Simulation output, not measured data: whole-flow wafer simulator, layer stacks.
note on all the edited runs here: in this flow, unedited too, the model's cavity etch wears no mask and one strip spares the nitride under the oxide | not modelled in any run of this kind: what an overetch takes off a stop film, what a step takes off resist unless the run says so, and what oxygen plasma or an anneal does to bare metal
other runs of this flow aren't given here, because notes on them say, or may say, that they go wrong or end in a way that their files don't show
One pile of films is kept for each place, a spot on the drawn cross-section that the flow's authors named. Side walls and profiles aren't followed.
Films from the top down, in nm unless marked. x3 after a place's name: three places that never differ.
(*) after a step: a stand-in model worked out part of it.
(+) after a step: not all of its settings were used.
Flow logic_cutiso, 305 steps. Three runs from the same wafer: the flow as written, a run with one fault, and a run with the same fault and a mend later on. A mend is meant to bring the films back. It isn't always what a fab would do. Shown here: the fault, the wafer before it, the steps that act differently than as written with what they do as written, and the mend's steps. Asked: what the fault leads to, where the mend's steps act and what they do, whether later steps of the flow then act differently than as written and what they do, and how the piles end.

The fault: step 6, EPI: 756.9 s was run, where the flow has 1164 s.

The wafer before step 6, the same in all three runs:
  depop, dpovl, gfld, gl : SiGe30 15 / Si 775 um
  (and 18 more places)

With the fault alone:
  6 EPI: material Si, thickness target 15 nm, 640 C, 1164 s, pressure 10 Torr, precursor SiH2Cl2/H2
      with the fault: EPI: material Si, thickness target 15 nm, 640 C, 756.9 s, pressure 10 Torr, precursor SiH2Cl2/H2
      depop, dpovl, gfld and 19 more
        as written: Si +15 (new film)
        with the fault: Si +9.75 (new film)
  Later steps of the flow that act differently than as written (2 more steps differ only slightly, by at most 2% or 0.5 nm, whichever is larger, and aren't shown):
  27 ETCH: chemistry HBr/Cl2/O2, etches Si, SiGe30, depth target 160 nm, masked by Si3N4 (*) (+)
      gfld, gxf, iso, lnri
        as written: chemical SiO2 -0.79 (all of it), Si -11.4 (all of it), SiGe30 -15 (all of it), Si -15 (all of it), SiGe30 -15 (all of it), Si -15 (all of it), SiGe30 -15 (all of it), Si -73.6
        with the fault: chemical SiO2 -0.79 (all of it), Si -11.4 (all of it), SiGe30 -15 (all of it), Si -15 (all of it), SiGe30 -15 (all of it), Si -9.75 (all of it), SiGe30 -15 (all of it), Si -78.9
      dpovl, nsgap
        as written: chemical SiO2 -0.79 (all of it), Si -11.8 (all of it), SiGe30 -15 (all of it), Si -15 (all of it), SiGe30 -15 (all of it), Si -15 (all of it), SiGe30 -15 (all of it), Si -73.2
        with the fault: chemical SiO2 -0.79 (all of it), Si -11.8 (all of it), SiGe30 -15 (all of it), Si -15 (all of it), SiGe30 -15 (all of it), Si -9.75 (all of it), SiGe30 -15 (all of it), Si -78.5
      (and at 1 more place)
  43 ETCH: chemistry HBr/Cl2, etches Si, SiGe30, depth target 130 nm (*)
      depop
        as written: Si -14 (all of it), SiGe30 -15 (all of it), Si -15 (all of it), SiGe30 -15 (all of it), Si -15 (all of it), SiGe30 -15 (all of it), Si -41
        with the fault: Si -14 (all of it), SiGe30 -15 (all of it), Si -15 (all of it), SiGe30 -15 (all of it), Si -9.75 (all of it), SiGe30 -15 (all of it), Si -46.2
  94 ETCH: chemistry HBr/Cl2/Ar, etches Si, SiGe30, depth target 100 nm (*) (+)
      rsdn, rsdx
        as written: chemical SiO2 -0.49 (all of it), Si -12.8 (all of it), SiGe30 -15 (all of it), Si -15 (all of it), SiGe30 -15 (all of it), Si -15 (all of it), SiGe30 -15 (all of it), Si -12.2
        with the fault: chemical SiO2 -0.49 (all of it), Si -12.8 (all of it), SiGe30 -15 (all of it), Si -15 (all of it), SiGe30 -15 (all of it), Si -9.75 (all of it), SiGe30 -15 (all of it), Si -17.4
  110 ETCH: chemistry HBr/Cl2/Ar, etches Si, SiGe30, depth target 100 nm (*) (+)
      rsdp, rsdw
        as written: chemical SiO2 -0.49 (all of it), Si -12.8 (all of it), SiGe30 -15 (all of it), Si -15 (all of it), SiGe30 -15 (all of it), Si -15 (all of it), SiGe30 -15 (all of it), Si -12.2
        with the fault: chemical SiO2 -0.49 (all of it), Si -12.8 (all of it), SiGe30 -15 (all of it), Si -15 (all of it), SiGe30 -15 (all of it), Si -9.75 (all of it), SiGe30 -15 (all of it), Si -17.4
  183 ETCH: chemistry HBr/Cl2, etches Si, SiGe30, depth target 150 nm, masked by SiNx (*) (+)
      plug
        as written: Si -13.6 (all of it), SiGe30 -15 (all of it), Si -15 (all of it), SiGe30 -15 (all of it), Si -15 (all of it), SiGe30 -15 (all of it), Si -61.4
        with the fault: Si -13.6 (all of it), SiGe30 -15 (all of it), Si -15 (all of it), SiGe30 -15 (all of it), Si -9.75 (all of it), SiGe30 -15 (all of it), Si -66.7
  At the end the piles differ from the flow's by more than 2% or 0.5 nm, whichever is larger, at gl, glp, gxn and 6 more.
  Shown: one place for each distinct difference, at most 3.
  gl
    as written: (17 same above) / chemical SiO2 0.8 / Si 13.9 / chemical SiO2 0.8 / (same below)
    with the fault: (17 same above) / chemical SiO2 0.8 / Si 8.67 / chemical SiO2 0.8 / (same below)
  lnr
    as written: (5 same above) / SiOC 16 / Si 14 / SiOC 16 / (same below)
    with the fault: (5 same above) / SiOC 16 / Si 8.73 / SiOC 16 / (same below)
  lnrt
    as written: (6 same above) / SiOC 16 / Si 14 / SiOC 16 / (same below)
    with the fault: (6 same above) / SiOC 16 / Si 8.73 / SiOC 16 / (same below)

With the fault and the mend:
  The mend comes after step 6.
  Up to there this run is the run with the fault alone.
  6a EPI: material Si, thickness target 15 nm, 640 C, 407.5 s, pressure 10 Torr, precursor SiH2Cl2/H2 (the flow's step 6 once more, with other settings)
      depop, dpovl, gfld and 19 more
        Si +5.25
  No later step of the flow acts differently than as written at any place that is followed.
  At the end the piles are the same as the flow's at every place that both follow.
